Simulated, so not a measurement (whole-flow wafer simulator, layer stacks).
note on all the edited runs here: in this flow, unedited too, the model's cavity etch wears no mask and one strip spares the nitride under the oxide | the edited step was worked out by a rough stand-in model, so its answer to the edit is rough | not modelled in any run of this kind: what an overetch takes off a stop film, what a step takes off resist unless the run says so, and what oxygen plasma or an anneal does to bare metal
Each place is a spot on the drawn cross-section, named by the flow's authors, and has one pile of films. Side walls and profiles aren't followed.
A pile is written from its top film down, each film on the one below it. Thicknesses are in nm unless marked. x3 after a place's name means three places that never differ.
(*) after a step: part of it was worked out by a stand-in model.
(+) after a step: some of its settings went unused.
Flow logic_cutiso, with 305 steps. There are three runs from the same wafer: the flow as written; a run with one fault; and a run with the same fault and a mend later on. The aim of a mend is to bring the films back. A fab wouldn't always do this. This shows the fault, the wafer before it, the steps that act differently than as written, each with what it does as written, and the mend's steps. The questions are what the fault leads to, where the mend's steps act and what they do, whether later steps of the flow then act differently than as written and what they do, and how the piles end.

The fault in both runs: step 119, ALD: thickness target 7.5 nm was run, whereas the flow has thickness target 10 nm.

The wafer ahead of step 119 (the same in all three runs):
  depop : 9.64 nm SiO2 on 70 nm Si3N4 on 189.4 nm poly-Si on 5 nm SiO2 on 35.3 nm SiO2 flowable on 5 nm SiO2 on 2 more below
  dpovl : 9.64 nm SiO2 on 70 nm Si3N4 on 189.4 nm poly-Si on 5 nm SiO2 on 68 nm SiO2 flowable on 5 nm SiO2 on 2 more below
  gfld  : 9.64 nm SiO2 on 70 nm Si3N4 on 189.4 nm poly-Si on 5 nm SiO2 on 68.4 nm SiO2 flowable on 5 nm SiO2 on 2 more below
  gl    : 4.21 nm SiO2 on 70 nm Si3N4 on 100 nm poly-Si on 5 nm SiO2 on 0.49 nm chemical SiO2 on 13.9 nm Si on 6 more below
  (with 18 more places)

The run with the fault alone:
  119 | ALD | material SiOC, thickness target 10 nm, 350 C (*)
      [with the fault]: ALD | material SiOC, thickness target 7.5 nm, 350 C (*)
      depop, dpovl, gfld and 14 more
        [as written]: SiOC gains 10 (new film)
        [with the fault]: SiOC gains 7.5 (new film)
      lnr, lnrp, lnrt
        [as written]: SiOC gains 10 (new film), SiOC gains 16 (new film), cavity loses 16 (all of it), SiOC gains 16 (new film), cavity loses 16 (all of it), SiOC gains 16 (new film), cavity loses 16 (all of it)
        [with the fault]: SiOC gains 7.5 (new film), SiOC gains 16 (new film), cavity loses 16 (all of it), SiOC gains 16 (new film), cavity loses 16 (all of it), SiOC gains 16 (new film), cavity loses 16 (all of it)
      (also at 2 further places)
  Steps later in the flow that act otherwise than as written (22 other steps are not shown; they differ only slightly, by no more than 2% or 0.5 nm, whichever is larger):
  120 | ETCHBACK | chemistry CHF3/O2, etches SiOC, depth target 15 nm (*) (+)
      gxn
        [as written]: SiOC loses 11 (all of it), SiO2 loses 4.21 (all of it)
        [with the fault]: SiOC loses 7.99 (all of it), SiO2 loses 4.21 (all of it), Si3N4 loses 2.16
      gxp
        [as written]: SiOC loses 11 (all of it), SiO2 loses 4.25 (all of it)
        [with the fault]: SiOC loses 7.96 (all of it), SiO2 loses 4.25 (all of it), Si3N4 loses 2.15
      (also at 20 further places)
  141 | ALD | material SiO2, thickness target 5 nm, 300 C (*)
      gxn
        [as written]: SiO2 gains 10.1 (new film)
        [with the fault]: SiO2 gains 11 (new film)
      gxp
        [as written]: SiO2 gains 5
        [with the fault]: SiO2 gains 5.59
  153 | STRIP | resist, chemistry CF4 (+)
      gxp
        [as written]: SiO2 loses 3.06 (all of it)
        [with the fault]: SiO2 loses 3.95 (all of it)
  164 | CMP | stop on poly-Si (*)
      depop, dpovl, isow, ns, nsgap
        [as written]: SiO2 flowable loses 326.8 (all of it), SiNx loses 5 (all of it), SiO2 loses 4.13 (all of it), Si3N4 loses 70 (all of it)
        [with the fault]: SiO2 flowable loses 326.8 (all of it), SiNx loses 5 (all of it), SiO2 loses 1.63 (all of it), Si3N4 loses 70 (all of it)
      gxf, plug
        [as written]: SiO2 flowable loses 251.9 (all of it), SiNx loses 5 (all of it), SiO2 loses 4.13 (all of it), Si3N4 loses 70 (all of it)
        [with the fault]: SiO2 flowable loses 253.4 (all of it), SiNx loses 5 (all of it), SiO2 loses 1.63 (all of it), Si3N4 loses 70 (all of it)
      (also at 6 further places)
  By the end, the piles at iso depart from the flow's by more than 2% or 0.5 nm, whichever is larger.
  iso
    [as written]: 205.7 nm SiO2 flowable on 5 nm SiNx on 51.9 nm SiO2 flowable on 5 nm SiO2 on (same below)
    [with the fault]: 208.2 nm SiO2 flowable on 5 nm SiNx on 49.4 nm SiO2 flowable on 5 nm SiO2 on (same below)

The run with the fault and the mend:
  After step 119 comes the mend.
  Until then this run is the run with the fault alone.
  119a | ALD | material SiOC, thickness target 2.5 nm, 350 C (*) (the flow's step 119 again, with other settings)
      depop, dpovl, gfld and 19 more
        SiOC gains 2.5
  None of the later steps of the flow differs from how it acts as written, at any place that is followed, by more than 2% or 0.5 nm, whichever is larger.
  At every place that both follow, the piles at the end match the flow's.
